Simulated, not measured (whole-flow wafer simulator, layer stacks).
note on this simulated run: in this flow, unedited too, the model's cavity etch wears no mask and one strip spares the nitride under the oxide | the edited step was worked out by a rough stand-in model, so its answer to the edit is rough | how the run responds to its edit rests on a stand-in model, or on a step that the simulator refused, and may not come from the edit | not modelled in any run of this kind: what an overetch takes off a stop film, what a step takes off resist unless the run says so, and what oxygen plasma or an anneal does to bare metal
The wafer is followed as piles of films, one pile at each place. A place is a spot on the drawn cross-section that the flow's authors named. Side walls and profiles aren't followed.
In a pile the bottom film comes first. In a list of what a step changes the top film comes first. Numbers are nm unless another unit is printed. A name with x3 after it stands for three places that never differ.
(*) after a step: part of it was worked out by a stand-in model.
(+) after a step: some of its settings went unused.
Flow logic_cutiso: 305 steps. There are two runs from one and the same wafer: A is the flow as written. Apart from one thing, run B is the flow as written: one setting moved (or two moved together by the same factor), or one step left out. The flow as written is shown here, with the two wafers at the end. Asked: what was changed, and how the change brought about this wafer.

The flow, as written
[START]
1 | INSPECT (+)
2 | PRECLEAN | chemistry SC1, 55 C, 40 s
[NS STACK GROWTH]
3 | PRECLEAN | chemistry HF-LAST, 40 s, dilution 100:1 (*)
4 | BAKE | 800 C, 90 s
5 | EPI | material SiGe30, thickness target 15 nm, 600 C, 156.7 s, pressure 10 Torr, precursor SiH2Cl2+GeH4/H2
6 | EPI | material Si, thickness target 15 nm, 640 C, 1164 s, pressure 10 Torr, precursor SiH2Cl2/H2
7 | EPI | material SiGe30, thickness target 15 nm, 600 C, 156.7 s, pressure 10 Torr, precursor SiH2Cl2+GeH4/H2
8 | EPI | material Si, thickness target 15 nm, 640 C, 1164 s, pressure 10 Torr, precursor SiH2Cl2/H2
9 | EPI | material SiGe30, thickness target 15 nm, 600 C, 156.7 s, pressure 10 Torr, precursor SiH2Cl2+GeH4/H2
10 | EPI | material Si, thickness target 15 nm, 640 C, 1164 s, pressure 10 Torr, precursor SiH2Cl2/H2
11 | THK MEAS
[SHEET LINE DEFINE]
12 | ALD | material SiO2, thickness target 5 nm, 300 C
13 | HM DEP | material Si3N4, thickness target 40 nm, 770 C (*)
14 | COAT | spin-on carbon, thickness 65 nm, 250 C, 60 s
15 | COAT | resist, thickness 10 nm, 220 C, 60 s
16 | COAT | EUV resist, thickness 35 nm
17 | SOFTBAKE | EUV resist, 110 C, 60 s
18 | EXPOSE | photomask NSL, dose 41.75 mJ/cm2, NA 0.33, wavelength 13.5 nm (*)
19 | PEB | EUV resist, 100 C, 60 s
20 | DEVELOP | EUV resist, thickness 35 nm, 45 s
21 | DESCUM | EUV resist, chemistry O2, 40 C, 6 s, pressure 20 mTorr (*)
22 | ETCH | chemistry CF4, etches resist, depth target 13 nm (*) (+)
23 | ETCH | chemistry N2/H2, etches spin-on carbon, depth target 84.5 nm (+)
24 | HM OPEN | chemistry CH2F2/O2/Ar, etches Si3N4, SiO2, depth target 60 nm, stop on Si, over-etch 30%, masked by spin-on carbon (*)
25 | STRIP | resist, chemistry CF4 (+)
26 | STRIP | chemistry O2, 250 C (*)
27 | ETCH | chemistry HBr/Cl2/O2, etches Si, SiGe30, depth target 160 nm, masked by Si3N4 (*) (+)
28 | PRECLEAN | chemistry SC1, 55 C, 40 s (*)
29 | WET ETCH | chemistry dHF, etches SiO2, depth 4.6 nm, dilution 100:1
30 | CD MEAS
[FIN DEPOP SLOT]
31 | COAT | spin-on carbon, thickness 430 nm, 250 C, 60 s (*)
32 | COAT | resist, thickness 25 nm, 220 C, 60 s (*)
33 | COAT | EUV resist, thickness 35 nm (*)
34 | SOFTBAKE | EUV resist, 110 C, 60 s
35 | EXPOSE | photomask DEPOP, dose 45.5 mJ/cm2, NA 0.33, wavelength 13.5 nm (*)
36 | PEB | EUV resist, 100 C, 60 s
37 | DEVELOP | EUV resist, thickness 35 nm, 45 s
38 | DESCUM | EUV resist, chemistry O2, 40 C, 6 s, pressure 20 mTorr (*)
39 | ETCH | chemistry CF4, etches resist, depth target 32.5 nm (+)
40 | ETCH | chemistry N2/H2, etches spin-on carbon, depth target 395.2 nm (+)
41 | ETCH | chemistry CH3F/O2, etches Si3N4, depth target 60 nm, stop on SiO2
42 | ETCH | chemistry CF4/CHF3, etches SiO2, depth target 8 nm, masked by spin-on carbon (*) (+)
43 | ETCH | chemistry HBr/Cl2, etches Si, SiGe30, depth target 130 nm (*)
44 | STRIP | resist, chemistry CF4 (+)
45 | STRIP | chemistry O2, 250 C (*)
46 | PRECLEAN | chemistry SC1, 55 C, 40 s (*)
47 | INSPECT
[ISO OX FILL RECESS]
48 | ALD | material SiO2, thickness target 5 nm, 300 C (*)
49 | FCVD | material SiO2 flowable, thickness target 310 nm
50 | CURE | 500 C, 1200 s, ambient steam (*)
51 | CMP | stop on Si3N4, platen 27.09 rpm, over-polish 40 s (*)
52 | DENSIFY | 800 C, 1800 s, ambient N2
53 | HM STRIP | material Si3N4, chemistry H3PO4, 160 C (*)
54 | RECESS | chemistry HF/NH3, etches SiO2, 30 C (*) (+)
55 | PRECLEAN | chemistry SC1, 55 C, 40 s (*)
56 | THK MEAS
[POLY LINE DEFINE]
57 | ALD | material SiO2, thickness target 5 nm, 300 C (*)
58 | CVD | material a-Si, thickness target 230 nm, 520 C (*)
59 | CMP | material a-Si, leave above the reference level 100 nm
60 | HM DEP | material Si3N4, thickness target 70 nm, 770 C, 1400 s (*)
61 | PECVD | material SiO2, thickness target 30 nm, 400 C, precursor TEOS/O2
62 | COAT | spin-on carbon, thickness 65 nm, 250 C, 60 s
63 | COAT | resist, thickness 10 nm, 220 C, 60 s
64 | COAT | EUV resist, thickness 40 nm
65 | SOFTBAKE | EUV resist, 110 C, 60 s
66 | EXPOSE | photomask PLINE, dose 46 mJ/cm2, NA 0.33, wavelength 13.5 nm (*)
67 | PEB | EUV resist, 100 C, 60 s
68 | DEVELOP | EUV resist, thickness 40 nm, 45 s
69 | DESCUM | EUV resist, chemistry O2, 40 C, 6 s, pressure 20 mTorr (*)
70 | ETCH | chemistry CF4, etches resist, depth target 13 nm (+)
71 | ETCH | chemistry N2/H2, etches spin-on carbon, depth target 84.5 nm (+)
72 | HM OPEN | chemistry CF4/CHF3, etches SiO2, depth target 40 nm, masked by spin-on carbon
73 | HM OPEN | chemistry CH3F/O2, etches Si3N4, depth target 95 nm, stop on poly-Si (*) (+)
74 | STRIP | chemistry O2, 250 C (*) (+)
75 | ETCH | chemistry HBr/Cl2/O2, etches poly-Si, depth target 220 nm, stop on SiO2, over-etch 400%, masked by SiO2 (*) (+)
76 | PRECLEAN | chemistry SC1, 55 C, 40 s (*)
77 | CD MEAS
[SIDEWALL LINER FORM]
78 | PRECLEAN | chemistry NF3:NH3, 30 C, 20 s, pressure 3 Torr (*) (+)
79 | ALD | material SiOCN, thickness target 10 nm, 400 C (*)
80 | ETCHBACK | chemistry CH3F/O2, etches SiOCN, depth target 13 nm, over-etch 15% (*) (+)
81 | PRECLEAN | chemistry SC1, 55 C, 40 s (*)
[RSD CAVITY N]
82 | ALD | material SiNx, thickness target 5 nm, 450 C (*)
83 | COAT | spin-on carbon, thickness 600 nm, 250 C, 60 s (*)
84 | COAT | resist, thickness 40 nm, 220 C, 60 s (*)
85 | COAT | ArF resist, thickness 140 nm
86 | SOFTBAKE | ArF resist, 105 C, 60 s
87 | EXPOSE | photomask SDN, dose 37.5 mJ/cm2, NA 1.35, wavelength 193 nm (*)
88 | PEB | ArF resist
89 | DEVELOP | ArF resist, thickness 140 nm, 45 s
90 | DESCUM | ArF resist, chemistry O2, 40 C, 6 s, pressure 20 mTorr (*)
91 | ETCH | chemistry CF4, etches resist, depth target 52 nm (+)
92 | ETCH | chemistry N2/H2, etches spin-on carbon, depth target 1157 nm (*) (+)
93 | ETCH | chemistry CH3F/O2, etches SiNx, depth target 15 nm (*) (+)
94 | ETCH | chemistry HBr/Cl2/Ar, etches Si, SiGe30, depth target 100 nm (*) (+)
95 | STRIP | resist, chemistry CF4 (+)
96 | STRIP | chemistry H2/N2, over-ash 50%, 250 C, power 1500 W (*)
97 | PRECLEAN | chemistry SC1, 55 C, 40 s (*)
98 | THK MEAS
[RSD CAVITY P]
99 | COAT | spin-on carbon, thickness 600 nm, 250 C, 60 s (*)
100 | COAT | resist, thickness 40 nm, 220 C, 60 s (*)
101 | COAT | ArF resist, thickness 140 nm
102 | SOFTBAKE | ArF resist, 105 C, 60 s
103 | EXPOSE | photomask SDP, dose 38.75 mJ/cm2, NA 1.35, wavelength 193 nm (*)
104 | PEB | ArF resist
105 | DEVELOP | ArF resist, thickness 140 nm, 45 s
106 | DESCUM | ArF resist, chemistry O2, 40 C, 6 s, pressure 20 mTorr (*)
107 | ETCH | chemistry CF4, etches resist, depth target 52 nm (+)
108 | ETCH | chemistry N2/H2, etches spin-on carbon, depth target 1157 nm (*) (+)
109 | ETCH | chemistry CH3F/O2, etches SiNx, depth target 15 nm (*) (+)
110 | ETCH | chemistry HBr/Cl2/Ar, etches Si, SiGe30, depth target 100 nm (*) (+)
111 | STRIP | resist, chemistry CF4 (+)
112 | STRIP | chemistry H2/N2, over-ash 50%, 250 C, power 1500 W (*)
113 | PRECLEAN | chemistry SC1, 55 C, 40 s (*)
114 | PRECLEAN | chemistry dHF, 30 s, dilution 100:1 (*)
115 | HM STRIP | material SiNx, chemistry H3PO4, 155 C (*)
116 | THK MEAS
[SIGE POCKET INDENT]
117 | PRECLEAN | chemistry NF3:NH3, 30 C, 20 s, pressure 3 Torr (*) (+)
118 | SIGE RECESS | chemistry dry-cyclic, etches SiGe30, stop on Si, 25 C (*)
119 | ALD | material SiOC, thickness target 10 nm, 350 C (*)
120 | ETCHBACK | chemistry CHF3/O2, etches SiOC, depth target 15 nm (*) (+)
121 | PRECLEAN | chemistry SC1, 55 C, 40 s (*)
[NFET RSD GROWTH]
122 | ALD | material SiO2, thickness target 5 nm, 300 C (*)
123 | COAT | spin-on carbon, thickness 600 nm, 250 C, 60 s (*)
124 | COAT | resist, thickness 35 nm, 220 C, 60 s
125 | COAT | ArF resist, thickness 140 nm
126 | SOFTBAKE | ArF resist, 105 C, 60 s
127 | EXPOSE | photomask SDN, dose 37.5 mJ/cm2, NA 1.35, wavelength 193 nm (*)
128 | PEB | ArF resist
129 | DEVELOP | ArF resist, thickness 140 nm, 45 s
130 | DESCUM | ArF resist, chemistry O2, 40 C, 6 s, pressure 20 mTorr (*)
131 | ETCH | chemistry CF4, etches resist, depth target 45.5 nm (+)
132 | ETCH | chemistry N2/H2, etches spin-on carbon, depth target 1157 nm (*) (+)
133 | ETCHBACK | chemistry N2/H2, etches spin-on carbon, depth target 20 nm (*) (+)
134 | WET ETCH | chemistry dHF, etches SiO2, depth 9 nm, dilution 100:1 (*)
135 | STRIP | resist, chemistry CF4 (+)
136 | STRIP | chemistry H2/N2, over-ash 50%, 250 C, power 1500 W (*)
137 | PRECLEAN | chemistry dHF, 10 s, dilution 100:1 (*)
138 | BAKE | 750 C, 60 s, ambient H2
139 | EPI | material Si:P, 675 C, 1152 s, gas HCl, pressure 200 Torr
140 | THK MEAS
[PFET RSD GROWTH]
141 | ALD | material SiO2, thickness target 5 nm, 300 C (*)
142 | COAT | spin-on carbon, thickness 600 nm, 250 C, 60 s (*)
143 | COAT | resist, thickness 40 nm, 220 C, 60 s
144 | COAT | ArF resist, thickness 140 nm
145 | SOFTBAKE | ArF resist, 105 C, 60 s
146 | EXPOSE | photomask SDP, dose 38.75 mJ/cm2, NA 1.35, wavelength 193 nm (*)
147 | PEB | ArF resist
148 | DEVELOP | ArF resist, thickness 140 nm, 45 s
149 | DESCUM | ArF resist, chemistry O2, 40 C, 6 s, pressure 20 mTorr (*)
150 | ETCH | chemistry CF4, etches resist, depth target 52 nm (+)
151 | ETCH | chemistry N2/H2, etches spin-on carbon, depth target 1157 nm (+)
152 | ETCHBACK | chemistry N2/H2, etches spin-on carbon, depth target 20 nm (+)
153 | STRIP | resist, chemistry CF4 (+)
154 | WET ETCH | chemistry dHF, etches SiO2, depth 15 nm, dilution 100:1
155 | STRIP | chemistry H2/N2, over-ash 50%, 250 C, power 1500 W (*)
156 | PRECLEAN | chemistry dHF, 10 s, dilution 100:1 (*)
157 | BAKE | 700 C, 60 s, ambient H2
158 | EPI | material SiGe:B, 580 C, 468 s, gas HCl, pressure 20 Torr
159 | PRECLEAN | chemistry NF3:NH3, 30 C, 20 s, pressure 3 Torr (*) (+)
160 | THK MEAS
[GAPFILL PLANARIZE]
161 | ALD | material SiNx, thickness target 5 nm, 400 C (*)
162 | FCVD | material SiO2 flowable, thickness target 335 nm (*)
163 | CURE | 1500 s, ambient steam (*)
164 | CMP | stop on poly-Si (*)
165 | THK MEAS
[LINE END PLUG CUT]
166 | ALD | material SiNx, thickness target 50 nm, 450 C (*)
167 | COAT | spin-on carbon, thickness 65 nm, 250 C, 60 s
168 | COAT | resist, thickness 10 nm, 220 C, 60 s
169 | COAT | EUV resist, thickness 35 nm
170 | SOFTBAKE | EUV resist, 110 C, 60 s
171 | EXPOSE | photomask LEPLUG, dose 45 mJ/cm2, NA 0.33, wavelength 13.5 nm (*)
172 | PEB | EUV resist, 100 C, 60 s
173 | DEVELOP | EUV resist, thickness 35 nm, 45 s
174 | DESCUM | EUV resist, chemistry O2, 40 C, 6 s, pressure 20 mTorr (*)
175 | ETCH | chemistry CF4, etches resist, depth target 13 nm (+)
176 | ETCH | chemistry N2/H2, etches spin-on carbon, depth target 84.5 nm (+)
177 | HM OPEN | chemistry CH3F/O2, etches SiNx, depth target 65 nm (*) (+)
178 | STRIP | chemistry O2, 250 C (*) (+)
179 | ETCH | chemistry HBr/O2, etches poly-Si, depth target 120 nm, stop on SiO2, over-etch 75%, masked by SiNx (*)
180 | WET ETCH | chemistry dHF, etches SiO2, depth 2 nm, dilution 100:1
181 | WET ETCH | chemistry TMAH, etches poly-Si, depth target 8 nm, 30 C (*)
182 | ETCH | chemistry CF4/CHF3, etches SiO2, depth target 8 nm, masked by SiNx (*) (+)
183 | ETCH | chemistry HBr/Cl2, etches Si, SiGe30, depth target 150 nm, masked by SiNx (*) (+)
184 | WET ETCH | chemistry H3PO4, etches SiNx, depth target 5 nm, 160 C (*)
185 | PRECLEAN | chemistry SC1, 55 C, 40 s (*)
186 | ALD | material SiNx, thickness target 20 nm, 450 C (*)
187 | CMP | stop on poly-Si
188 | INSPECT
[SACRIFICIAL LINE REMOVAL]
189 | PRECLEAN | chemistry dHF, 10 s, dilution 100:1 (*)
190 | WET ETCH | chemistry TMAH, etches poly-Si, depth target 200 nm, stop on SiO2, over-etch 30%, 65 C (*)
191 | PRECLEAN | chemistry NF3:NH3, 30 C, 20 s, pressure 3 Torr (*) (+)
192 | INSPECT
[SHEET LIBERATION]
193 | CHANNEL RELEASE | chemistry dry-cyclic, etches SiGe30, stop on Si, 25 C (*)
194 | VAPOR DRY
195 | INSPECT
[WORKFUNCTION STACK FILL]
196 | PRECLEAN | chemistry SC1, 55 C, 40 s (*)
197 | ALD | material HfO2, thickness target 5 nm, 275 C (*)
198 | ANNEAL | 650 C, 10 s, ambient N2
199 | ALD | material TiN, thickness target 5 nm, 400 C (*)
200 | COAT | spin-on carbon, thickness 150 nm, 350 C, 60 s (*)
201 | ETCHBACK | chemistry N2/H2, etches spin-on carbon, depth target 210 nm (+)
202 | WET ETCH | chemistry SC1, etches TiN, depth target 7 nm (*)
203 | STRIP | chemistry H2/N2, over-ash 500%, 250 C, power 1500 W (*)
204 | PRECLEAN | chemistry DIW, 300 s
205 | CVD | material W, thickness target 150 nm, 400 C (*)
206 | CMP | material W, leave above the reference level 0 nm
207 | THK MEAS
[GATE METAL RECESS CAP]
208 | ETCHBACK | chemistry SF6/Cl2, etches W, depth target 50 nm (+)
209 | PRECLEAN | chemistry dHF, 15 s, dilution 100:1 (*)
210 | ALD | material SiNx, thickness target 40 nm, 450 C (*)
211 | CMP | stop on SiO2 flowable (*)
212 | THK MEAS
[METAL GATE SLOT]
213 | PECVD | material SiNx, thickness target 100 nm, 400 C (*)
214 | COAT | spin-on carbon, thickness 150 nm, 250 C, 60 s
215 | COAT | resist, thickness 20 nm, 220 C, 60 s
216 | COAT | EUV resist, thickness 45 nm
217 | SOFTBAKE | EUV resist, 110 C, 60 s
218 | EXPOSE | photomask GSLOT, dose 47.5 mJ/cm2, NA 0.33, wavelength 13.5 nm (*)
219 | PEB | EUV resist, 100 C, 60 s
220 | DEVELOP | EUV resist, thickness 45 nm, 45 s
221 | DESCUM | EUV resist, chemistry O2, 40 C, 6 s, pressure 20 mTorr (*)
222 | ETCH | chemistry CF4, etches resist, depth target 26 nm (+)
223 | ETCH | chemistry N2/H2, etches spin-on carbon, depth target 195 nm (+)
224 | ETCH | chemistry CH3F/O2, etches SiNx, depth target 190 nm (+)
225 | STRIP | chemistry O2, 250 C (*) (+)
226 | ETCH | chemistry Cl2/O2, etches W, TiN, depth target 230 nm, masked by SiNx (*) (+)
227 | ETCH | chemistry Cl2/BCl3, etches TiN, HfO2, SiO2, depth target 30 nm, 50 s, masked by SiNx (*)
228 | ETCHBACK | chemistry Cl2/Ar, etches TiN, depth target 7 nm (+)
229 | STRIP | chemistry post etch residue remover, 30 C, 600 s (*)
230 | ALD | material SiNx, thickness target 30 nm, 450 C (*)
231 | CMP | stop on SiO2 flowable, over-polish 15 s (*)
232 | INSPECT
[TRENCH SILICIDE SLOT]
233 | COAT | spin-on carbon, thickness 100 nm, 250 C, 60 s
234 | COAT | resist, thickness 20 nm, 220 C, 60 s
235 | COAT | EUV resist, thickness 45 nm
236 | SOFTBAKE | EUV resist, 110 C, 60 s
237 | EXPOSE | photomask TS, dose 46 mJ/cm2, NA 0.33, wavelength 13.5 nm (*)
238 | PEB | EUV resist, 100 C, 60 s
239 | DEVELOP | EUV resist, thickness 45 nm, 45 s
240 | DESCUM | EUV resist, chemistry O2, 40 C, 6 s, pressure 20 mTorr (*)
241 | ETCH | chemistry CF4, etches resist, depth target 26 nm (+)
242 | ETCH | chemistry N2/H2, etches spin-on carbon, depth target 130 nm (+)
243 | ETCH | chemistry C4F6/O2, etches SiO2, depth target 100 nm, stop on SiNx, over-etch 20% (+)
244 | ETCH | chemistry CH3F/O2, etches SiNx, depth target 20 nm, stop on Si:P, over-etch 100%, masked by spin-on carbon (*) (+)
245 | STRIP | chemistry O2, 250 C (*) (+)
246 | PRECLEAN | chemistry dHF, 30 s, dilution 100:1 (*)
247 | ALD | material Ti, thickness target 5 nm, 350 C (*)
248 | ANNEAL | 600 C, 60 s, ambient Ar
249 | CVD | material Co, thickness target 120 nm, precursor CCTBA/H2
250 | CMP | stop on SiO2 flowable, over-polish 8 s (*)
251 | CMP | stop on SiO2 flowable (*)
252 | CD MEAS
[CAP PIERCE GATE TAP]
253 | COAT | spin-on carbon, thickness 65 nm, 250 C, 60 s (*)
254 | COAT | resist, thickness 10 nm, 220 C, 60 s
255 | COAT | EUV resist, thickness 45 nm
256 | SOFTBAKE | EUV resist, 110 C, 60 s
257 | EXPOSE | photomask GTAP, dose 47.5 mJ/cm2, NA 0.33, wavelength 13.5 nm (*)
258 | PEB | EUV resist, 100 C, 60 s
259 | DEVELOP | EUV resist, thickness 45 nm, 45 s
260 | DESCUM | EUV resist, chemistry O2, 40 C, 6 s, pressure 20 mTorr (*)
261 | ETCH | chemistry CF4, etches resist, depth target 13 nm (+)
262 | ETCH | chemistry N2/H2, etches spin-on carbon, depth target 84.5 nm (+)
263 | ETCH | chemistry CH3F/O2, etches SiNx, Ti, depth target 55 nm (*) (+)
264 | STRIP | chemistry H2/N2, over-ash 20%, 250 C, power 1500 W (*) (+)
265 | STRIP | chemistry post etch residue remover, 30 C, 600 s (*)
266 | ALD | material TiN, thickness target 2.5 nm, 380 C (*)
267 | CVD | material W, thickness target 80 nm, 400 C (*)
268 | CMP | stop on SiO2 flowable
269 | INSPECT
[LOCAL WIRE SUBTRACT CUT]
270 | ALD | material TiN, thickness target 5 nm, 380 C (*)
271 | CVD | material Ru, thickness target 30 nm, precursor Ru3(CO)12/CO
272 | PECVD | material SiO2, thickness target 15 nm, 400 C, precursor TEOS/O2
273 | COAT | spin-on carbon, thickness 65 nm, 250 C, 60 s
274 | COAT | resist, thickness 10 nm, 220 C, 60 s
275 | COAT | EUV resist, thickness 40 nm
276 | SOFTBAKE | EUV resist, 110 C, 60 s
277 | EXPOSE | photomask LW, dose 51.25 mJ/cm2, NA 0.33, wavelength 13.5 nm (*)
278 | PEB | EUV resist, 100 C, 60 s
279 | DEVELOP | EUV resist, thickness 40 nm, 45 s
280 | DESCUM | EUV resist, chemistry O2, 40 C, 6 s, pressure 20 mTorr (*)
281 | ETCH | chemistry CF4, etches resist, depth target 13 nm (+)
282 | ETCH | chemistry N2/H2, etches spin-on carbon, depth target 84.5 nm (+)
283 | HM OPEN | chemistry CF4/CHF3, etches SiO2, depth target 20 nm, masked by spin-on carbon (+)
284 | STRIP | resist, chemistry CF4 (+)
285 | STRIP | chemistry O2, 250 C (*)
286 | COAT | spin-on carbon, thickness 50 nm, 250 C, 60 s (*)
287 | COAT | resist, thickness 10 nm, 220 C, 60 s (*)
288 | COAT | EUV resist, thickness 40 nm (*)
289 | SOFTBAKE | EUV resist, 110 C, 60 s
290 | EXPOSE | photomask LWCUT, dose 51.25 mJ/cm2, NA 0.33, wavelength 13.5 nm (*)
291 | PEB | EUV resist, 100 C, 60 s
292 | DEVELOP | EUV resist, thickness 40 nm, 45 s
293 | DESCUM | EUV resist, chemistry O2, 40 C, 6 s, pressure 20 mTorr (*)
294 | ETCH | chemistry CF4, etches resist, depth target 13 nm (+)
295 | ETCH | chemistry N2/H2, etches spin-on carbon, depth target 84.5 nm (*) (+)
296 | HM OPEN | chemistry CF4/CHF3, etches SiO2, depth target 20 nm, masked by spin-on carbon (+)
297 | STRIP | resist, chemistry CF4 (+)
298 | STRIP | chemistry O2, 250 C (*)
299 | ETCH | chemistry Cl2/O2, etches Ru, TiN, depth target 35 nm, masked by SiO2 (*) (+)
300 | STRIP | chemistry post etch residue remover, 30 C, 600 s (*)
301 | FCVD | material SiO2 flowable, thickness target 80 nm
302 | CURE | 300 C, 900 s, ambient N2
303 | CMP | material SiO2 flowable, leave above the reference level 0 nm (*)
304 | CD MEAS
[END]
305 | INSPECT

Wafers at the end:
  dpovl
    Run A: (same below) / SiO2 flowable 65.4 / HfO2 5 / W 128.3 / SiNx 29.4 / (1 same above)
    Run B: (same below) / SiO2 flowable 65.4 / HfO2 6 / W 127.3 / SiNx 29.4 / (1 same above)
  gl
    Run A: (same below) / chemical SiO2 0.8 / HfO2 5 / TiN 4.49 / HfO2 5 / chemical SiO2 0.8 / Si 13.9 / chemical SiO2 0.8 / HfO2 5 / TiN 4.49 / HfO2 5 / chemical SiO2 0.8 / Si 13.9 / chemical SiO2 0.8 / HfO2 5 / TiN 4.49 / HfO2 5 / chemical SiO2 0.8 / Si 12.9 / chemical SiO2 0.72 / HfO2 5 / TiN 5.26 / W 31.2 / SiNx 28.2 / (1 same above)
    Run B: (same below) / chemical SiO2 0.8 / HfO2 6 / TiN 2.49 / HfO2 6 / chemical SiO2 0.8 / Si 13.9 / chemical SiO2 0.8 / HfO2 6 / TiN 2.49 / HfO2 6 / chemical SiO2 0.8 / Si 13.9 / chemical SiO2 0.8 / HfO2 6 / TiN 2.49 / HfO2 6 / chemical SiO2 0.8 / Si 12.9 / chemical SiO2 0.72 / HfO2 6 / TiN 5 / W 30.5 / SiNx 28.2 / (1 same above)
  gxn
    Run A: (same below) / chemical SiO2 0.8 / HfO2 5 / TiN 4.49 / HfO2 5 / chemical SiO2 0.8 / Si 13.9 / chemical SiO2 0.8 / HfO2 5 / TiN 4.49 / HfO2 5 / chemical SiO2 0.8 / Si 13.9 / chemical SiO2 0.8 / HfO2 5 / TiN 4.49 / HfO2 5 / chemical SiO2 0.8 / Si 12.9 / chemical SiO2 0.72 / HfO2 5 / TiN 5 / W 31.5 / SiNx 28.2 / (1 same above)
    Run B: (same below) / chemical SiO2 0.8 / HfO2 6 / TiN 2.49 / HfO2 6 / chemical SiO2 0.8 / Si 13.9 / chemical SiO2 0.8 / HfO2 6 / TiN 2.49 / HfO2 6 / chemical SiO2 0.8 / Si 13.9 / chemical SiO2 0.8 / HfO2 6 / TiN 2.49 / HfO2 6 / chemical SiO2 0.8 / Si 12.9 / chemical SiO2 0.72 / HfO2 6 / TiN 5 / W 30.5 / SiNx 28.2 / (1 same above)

Cause: step 197, ALD: thickness target 6 nm was run, whereas the flow has thickness target 5 nm.
The wafer lets one read it off: dpovl has HfO2 6, and step 197 as written asks for 5 nm.

Step by step, how the change led to this:
  197 | ALD | material HfO2, thickness target 5 nm, 275 C (*)
      depop, dpovl, gfld and 12 more: A HfO2 gains 5 (new film) | B HfO2 gains 6 (new film)
      gl, glp, gxn, gxp, ns, tap: A HfO2 gains 5 (new film), HfO2 gains 5 (new film), cavity loses 10, HfO2 gains 5 (new film), HfO2 gains 5 (new film), cavity loses 10, HfO2 gains 5 (new film), HfO2 gains 5 (new film), cavity loses 10, HfO2 gains 5 (new film) | B HfO2 gains 6 (new film), HfO2 gains 6 (new film), cavity loses 12, HfO2 gains 6 (new film), HfO2 gains 6 (new film), cavity loses 12, HfO2 gains 6 (new film), HfO2 gains 6 (new film), cavity loses 12, HfO2 gains 6 (new film)
      (also at 1 further place)
  199 | ALD | material TiN, thickness target 5 nm, 400 C (*)
      gl, glp, tap: A TiN gains 5.26 (new film), TiN gains 4.49 (new film), cavity loses 4.49 (all of it), TiN gains 4.49 (new film), cavity loses 4.49 (all of it), TiN gains 4.49 (new film), cavity loses 4.49 (all of it) | B TiN gains 5 (new film), TiN gains 2.49 (new film), cavity loses 2.49 (all of it), TiN gains 2.49 (new film), cavity loses 2.49 (all of it), TiN gains 2.49 (new film), cavity loses 2.49 (all of it)
      gxn, gxp, ns: A TiN gains 5 (new film), TiN gains 4.49 (new film), cavity loses 4.49 (all of it), TiN gains 4.49 (new film), cavity loses 4.49 (all of it), TiN gains 4.49 (new film), cavity loses 4.49 (all of it) | B TiN gains 5 (new film), TiN gains 2.49 (new film), cavity loses 2.49 (all of it), TiN gains 2.49 (new film), cavity loses 2.49 (all of it), TiN gains 2.49 (new film), cavity loses 2.49 (all of it)
      (also at 2 further places)
  200 | COAT | spin-on carbon, thickness 150 nm, 350 C, 60 s (*)
      lnr, lnrp: A spin-on carbon gains 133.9 (new film) | B spin-on carbon gains 136.8 (new film)
      rsdp, rsdx: A spin-on carbon gains 145.6 (new film) | B spin-on carbon gains 148.6 (new film)
      (also at 6 further places)
  201 | ETCHBACK | chemistry N2/H2, etches spin-on carbon, depth target 210 nm (+)
      lnr, lnrp: A spin-on carbon loses 133.9 (all of it) | B spin-on carbon loses 136.8 (all of it)
      rsdp, rsdx: A spin-on carbon loses 145.6 (all of it) | B spin-on carbon loses 148.6 (all of it)
      (also at 5 further places)
  203 | STRIP | chemistry H2/N2, over-ash 500%, 250 C, power 1500 W (*)
      gl, glp: A spin-on carbon loses 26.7 (all of it) | B spin-on carbon loses 30 (all of it)
      gxn, gxp: A spin-on carbon loses 26.8 (all of it) | B spin-on carbon loses 29.8 (all of it)
      (also at 3 further places)
  205 | CVD | material W, thickness target 150 nm, 400 C (*)
      gxf: A W gains 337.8 (new film) | B W gains 248.7 (new film)
  206 | CMP | material W, leave above the reference level 0 nm
      lnr, lnri, lnrp, lnrt: A W loses 150 (all of it), HfO2 loses 5 (all of it), SiOCN loses 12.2 | B W loses 150 (all of it), HfO2 loses 6 (all of it), SiOCN loses 12.2
      rsdn, rsdp, rsdw, rsdx: A W loses 162.2 (all of it), HfO2 loses 5 (all of it) | B W loses 162.2 (all of it), HfO2 loses 6 (all of it)
      (also at 2 further places)
  226 | ETCH | chemistry Cl2/O2, etches W, TiN, depth target 230 nm, masked by SiNx (*) (+)
      gfld: A W loses 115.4 (all of it), TiN loses 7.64 (all of it), HfO2 loses 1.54 | B W loses 115.4 (all of it), TiN loses 6.64 (all of it), HfO2 loses 1.53
  227 | ETCH | chemistry Cl2/BCl3, etches TiN, HfO2, SiO2, depth target 30 nm, 50 s, masked by SiNx (*)
      gfld: A HfO2 loses 3.46 (all of it), SiO2 flowable loses 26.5 | B HfO2 loses 4.47 (all of it), SiO2 flowable loses 25.5
